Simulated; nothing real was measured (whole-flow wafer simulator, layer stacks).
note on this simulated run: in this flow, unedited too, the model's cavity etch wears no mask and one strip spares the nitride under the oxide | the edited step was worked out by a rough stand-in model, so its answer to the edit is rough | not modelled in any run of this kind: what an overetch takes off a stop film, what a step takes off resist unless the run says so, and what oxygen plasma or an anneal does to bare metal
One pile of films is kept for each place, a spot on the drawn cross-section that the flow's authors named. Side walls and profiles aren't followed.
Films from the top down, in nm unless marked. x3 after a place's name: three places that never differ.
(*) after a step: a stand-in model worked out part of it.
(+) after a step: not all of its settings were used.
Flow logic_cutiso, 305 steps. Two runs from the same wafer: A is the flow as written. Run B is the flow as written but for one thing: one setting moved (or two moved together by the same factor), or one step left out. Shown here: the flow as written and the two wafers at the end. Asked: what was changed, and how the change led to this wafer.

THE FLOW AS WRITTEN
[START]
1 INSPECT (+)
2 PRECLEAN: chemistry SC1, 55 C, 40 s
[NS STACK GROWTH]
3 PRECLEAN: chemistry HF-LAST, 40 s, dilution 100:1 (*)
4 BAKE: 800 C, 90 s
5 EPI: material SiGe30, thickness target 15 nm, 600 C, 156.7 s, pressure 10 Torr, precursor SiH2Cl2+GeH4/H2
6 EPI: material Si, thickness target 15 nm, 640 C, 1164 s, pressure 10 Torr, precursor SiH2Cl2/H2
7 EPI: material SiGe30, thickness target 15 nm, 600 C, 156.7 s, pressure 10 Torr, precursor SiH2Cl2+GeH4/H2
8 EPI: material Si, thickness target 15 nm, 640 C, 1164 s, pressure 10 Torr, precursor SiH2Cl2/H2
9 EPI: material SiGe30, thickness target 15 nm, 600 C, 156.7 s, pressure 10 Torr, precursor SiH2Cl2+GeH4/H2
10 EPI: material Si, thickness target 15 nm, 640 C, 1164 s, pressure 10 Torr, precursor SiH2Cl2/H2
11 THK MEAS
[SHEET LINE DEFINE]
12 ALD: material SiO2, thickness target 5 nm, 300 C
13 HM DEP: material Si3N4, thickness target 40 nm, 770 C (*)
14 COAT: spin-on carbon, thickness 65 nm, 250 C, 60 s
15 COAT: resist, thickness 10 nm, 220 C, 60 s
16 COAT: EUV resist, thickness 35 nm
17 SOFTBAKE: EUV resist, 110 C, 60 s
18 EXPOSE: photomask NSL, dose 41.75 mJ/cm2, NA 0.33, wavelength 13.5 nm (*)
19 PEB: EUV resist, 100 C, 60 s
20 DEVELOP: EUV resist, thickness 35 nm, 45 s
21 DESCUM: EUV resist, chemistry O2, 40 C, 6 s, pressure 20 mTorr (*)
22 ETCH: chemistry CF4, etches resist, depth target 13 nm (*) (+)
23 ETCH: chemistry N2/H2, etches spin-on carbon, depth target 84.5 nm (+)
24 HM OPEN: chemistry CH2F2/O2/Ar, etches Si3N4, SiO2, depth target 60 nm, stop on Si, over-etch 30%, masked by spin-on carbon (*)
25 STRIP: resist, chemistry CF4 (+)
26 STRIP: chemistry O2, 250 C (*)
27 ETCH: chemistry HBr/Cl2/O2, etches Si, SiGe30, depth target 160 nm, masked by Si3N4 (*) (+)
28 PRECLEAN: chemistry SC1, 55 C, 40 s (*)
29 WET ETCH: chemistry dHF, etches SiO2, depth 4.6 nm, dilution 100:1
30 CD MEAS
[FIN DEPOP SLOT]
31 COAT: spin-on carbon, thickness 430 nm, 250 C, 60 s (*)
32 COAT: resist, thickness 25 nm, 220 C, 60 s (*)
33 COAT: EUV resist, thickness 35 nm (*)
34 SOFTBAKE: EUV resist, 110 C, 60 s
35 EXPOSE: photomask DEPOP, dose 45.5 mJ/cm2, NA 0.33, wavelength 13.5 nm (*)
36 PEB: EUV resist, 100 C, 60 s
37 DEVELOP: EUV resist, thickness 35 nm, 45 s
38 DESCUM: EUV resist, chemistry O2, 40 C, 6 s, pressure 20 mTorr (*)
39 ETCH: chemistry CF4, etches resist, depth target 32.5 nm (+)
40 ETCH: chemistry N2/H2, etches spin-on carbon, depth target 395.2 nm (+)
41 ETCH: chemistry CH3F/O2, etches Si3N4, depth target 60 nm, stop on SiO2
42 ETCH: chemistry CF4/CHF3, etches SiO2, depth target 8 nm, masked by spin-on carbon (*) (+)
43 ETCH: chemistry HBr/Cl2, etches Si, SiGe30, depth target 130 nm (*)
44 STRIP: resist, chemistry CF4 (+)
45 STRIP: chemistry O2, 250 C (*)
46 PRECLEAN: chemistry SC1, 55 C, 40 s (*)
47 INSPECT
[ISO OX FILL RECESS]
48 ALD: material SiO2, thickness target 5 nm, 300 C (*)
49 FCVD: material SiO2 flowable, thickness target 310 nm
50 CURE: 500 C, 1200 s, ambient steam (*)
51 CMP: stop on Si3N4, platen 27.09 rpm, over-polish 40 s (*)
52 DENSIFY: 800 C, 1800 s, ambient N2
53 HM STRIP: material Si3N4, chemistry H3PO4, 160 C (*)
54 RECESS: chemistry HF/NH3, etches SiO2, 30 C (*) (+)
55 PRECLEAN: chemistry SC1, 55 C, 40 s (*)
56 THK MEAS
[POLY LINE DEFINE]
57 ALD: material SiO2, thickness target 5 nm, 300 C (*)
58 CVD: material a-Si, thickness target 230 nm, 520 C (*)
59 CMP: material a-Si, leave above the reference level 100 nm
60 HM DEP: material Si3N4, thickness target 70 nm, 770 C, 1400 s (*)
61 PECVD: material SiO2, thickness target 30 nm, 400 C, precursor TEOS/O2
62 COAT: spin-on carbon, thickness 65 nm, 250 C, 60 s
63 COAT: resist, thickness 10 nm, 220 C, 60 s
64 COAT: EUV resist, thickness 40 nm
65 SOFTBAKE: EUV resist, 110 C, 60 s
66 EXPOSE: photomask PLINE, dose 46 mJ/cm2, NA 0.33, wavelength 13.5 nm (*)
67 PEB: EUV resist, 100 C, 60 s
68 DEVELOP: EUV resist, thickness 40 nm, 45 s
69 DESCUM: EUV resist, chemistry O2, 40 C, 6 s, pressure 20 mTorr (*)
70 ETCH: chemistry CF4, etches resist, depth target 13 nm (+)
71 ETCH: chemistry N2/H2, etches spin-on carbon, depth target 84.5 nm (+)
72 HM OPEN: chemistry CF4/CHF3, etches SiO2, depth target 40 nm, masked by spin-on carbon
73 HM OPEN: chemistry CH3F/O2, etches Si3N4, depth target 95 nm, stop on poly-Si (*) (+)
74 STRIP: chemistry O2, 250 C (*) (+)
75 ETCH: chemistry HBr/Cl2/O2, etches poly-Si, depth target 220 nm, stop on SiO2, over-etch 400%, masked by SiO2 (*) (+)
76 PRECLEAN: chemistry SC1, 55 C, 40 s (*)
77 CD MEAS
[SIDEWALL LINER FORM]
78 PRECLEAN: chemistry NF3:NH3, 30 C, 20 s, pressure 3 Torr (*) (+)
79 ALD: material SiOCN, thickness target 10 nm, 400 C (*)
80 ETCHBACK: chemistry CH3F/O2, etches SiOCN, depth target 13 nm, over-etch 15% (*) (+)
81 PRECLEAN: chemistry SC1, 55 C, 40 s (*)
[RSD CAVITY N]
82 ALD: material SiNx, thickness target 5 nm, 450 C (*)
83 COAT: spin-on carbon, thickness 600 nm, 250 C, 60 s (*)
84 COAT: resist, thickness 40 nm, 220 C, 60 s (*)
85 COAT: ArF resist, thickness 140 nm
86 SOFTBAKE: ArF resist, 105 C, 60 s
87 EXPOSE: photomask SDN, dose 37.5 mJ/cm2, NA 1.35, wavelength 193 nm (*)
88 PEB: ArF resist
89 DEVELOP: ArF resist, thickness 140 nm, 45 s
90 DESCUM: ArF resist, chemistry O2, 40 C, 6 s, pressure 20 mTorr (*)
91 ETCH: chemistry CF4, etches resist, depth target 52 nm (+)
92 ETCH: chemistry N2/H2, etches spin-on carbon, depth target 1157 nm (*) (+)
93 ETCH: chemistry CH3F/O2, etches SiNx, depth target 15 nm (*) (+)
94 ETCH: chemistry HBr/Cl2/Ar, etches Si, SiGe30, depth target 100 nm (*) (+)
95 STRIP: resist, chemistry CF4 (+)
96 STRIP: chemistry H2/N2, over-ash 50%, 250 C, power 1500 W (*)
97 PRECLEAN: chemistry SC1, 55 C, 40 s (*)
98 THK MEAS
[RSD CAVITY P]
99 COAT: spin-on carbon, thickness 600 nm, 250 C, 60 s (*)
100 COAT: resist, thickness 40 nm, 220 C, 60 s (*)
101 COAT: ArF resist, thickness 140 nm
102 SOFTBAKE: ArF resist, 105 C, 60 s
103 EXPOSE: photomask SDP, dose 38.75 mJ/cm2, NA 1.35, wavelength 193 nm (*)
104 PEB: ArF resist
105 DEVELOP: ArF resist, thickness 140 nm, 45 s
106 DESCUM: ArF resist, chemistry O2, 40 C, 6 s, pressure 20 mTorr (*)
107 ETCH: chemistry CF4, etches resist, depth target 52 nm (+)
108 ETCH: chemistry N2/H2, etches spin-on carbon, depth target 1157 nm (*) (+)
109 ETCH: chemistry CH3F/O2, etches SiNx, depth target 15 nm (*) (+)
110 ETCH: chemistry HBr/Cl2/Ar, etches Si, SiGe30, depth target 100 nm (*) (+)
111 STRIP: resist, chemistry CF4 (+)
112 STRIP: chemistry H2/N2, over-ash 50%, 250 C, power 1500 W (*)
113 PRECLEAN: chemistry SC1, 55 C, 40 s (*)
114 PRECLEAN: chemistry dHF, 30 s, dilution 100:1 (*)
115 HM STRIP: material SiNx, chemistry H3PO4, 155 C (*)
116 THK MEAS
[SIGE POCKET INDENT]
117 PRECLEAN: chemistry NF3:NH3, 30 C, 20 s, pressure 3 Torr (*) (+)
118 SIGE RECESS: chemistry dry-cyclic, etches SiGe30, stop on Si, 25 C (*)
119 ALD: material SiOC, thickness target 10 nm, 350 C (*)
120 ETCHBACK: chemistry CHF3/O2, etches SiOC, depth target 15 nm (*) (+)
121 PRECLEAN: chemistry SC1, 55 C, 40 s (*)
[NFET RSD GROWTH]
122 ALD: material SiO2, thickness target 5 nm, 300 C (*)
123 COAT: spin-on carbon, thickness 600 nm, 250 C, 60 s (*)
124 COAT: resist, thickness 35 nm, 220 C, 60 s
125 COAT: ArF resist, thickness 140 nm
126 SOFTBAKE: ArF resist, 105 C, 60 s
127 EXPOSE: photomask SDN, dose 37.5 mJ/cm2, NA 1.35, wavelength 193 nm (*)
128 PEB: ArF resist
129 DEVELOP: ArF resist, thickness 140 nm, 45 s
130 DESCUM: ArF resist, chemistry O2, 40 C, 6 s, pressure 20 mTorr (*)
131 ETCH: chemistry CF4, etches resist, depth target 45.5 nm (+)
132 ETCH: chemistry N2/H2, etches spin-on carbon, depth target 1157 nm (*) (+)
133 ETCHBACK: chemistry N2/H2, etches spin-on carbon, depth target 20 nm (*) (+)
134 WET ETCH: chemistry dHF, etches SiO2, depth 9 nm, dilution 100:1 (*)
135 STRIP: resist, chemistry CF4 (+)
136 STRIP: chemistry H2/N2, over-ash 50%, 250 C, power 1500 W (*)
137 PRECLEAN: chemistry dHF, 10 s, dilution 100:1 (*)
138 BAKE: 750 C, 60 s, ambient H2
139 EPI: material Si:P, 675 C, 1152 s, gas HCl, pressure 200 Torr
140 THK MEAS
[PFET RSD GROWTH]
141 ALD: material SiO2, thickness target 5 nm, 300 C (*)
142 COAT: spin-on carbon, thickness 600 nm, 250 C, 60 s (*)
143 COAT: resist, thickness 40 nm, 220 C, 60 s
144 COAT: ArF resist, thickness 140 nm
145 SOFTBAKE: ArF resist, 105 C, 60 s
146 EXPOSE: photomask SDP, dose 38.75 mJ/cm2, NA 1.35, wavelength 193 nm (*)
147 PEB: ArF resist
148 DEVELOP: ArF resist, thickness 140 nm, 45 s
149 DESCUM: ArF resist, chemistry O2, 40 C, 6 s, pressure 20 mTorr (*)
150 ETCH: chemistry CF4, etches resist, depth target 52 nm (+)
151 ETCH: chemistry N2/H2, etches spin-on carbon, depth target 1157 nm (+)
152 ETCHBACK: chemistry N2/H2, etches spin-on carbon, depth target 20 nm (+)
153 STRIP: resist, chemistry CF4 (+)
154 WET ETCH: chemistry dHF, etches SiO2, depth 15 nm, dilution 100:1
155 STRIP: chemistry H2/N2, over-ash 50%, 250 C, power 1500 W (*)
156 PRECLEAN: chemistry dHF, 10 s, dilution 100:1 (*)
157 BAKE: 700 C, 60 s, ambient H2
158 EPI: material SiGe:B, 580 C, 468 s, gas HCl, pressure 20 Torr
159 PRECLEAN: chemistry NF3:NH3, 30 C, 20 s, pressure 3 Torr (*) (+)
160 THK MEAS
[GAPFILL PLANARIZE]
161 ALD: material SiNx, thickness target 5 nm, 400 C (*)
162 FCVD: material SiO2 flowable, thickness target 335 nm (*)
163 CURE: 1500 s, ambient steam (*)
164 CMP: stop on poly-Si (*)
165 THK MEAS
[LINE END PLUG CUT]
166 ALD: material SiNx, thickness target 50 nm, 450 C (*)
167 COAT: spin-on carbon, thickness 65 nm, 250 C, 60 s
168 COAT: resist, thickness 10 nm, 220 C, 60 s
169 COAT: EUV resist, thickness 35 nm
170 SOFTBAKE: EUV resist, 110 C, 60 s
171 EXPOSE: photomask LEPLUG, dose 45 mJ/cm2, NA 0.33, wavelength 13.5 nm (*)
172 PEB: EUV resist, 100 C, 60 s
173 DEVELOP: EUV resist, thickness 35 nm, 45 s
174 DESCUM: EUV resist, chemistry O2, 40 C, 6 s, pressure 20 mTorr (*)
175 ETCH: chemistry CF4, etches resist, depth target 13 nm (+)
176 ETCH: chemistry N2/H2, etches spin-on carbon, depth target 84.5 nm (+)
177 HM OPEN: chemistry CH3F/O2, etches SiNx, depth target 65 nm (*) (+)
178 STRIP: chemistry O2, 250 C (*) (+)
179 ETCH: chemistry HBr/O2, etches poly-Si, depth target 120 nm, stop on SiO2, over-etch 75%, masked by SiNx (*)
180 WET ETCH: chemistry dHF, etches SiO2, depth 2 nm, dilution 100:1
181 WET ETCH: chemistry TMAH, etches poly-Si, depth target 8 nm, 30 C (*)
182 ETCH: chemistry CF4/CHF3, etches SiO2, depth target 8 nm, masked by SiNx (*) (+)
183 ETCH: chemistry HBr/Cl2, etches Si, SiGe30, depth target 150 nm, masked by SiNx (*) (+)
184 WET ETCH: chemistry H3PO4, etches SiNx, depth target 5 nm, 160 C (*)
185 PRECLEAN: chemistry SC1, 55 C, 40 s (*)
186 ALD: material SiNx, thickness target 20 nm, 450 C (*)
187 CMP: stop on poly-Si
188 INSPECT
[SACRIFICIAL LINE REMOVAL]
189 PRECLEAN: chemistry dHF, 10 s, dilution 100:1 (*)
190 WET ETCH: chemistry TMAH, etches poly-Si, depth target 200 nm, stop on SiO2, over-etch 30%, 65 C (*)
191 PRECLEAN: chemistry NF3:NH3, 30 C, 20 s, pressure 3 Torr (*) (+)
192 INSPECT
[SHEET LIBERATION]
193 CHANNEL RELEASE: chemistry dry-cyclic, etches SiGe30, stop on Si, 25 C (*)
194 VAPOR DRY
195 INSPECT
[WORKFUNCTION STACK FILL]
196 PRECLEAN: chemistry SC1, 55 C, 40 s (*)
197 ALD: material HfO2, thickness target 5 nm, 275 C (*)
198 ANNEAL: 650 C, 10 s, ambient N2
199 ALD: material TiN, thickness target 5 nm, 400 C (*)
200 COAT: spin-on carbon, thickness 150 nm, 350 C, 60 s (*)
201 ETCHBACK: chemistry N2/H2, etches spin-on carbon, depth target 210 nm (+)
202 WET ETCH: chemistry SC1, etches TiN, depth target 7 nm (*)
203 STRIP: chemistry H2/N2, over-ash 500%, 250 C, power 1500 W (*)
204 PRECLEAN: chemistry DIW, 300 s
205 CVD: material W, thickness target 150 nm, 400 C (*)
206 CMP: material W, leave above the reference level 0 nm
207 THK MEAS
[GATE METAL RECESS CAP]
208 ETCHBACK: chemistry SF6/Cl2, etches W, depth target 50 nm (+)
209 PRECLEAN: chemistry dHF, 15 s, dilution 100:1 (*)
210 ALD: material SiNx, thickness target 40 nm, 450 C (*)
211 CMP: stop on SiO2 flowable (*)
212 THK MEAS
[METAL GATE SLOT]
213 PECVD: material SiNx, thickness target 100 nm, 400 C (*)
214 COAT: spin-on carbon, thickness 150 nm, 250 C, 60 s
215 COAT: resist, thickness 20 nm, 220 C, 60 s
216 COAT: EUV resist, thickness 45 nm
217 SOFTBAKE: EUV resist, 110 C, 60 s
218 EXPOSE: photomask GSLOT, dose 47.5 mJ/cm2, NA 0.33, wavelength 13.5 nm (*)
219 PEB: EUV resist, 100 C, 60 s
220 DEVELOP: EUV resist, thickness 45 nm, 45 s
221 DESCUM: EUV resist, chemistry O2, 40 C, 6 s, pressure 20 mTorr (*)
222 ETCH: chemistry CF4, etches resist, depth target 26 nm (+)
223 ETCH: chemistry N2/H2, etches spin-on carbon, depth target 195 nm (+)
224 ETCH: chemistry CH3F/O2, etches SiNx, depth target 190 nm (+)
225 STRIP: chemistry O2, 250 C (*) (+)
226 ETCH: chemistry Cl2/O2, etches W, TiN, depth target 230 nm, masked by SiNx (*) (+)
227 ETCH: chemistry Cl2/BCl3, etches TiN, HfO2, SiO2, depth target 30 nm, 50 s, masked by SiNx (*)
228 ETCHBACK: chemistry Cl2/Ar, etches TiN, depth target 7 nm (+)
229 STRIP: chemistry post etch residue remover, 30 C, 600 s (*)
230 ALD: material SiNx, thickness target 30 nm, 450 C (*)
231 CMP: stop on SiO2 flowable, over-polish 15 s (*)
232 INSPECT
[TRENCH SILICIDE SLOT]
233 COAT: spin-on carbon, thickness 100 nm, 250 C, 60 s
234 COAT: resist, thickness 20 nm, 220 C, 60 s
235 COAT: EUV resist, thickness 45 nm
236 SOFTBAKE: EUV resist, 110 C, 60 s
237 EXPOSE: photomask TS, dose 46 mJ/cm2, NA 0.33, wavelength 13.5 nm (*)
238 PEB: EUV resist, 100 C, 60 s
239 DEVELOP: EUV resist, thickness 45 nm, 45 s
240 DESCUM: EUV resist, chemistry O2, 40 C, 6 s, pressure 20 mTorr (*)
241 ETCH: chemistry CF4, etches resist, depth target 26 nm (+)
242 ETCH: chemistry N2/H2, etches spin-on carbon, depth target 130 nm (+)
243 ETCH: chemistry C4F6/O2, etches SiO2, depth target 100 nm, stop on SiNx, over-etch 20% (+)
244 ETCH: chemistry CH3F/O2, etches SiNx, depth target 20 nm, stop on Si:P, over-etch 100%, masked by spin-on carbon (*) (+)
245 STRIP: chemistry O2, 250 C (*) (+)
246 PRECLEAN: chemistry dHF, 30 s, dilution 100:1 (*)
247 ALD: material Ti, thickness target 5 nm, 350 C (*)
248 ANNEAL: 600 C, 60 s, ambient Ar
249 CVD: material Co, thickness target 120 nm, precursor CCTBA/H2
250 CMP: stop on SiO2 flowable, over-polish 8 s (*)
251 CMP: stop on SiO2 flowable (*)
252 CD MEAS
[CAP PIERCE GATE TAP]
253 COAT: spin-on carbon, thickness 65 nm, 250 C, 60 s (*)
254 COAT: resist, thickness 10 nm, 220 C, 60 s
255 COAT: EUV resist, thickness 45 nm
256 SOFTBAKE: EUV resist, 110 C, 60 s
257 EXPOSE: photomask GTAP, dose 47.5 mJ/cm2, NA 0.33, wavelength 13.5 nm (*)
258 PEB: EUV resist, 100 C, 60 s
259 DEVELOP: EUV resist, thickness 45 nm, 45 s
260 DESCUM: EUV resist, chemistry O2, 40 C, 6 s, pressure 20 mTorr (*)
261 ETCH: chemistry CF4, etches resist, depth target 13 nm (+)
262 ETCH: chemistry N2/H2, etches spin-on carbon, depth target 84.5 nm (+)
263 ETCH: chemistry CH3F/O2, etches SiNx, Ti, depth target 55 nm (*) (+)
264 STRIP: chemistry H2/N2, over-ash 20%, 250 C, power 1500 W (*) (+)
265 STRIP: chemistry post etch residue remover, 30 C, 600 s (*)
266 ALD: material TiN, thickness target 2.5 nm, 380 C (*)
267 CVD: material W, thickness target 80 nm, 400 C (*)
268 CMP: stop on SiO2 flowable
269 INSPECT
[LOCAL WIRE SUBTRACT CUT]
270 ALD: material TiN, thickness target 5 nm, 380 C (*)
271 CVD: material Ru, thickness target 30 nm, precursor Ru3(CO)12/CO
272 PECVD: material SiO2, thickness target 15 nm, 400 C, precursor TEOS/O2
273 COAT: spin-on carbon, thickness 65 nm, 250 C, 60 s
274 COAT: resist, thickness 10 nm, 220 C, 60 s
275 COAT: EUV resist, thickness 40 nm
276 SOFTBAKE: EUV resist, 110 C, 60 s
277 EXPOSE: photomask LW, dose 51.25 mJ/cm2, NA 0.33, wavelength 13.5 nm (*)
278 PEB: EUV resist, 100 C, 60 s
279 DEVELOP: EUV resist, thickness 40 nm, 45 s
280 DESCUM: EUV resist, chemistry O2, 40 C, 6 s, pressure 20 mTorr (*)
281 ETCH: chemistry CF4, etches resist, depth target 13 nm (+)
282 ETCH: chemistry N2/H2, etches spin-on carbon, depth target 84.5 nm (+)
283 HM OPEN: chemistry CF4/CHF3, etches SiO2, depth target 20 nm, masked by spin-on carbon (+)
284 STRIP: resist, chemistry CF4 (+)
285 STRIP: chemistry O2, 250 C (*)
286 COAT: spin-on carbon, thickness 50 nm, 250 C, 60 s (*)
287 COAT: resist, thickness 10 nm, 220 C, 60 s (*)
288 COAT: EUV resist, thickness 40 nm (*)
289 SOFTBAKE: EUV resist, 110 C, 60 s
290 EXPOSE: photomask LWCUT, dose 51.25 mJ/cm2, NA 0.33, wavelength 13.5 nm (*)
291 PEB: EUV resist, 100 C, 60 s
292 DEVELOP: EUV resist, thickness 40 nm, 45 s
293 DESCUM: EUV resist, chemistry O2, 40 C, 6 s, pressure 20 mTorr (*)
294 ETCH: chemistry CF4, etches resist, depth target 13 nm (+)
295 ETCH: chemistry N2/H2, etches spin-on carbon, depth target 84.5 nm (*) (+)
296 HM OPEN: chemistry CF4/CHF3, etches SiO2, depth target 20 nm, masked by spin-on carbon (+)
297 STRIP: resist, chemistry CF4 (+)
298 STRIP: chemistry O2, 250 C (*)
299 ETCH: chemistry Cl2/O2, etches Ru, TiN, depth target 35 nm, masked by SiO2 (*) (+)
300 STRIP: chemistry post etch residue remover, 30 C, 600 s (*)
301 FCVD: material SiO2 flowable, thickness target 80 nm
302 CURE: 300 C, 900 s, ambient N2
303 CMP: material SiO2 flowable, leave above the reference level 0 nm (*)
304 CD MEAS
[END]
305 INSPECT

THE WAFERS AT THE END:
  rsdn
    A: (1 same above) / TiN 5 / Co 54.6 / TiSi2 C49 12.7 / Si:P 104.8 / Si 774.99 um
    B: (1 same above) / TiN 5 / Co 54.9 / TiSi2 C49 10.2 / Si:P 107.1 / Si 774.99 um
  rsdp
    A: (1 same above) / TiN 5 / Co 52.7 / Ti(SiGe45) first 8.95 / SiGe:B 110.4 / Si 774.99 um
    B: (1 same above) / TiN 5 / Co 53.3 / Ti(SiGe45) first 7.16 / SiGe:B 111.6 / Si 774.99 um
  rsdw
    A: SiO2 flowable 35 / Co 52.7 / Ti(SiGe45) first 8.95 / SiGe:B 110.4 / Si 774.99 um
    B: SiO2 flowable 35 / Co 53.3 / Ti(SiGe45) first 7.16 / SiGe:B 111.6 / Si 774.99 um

The cause: step 247, ALD: thickness target 4 nm was run, where the flow has thickness target 5 nm.

How the change led to this, step by step:
  247 ALD: material Ti, thickness target 5 nm, 350 C (*)
      depop, dpovl, gfld and 19 more: A Ti +5 (new film) | B Ti +4 (new film)
  248 ANNEAL: 600 C, 60 s, ambient Ar
      rsdp, rsdw: A Ti(SiGe45) first +8.95 (new film), Ti -5 (all of it), SiGe:B -5.98 | B Ti(SiGe45) first +7.16 (new film), Ti -4 (all of it), SiGe:B -4.79
      rsdn: A TiSi2 C49 +12.7 (new film), Ti -5 (all of it), Si:P -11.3 | B TiSi2 C49 +10.2 (new film), Ti -4 (all of it), Si:P -9.08
  250 CMP: stop on SiO2 flowable, over-polish 8 s (*)
      rsdx: A Co -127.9 (all of it) | B Co -126.8
      gl, glp, gxf, gxn, gxp, tap: A Co -120.3 (all of it), Ti -5 (all of it), SiNx -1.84 | B Co -120.3 (all of it), Ti -4 (all of it), SiNx -1.84
      (and at 11 more places)
  251 CMP: stop on SiO2 flowable (*)
      rsdx: A Ti -5 (all of it) | B Co -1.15 (all of it), Ti -4 (all of it)
      iso: A Co -1.22 (all of it), Ti -4.34 | B Co -2.22 (all of it), Ti -3.34
